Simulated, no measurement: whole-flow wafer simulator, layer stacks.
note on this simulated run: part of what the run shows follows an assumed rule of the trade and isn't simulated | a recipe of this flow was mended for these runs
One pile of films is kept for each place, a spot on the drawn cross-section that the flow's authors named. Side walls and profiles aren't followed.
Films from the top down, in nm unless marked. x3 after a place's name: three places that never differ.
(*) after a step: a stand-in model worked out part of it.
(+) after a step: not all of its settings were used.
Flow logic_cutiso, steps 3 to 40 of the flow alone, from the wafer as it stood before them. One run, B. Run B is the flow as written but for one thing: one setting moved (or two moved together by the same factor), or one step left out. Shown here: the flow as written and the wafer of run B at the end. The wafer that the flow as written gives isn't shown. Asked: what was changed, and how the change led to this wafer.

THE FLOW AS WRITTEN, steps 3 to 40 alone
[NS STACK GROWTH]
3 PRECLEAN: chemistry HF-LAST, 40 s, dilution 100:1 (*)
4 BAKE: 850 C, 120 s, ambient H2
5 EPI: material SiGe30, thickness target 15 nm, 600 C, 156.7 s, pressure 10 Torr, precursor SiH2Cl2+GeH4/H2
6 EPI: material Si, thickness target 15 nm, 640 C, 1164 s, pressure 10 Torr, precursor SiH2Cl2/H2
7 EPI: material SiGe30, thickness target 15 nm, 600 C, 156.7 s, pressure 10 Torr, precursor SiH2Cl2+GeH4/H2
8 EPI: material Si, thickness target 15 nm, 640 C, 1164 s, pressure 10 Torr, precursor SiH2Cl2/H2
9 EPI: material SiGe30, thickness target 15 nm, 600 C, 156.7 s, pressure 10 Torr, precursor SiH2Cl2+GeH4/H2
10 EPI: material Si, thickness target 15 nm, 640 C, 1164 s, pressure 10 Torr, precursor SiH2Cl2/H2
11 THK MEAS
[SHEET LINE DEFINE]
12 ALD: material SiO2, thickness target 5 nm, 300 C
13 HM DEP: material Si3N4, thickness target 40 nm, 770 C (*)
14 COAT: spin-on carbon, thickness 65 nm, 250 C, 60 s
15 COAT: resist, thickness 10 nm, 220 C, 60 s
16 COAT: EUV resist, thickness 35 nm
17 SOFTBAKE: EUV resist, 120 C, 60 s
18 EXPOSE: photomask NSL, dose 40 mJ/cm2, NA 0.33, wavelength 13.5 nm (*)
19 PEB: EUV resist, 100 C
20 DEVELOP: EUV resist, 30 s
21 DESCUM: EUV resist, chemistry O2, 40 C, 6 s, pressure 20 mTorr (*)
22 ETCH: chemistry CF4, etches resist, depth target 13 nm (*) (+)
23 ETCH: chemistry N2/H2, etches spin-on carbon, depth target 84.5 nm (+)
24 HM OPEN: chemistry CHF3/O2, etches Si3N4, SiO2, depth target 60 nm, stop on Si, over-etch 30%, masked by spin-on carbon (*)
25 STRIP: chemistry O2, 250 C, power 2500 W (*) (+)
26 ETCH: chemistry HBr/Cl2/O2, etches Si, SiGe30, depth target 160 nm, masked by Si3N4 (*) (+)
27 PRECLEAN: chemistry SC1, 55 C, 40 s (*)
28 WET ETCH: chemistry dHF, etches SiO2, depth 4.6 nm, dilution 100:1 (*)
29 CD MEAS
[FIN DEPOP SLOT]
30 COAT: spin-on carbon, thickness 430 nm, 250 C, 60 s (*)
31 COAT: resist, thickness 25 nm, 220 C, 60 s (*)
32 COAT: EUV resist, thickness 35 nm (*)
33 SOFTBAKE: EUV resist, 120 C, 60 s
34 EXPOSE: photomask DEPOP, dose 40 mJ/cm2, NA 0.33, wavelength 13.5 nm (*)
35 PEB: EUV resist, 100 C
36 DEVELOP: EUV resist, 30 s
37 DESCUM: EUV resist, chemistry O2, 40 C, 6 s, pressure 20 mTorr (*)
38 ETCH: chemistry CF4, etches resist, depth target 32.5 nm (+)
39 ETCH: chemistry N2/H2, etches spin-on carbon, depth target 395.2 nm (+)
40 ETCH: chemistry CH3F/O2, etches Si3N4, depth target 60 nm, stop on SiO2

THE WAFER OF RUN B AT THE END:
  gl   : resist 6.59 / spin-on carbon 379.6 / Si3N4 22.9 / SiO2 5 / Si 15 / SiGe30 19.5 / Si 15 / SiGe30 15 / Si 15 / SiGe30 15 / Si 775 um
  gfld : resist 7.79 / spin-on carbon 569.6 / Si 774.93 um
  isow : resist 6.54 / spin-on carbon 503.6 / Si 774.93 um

The cause: step 9, EPI: thickness target 19.5 nm was run, where the flow has thickness target 15 nm; step 9, EPI: 203.7 s was run, where the flow has 156.7 s.
It can be read off the wafer: gl has SiGe30 19.5, and step 9 as written asks for 15 nm.

How the change led to this, step by step:
  9 EPI: material SiGe30, thickness target 15 nm, 600 C, 156.7 s, pressure 10 Torr, precursor SiH2Cl2+GeH4/H2
      depop, dpovl, gfld and 19 more: SiGe30 +19.5 (new film) (as written it would be: SiGe30 +15 (new film))
  26 ETCH: chemistry HBr/Cl2/O2, etches Si, SiGe30, depth target 160 nm, masked by Si3N4 (*) (+)
      dpovl, gfld, gxf, iso, isow, lnri, nsgap: chemical SiO2 -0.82 (all of it), Si -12 (all of it), SiGe30 -19.5 (all of it), Si -15 (all of it), SiGe30 -15 (all of it), Si -15 (all of it), SiGe30 -15 (all of it), Si -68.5 (as written it would be: chemical SiO2 -0.82 (all of it), Si -12 (all of it), SiGe30 -15 (all of it), Si -15 (all of it), SiGe30 -15 (all of it), Si -15 (all of it), SiGe30 -15 (all of it), Si -73)
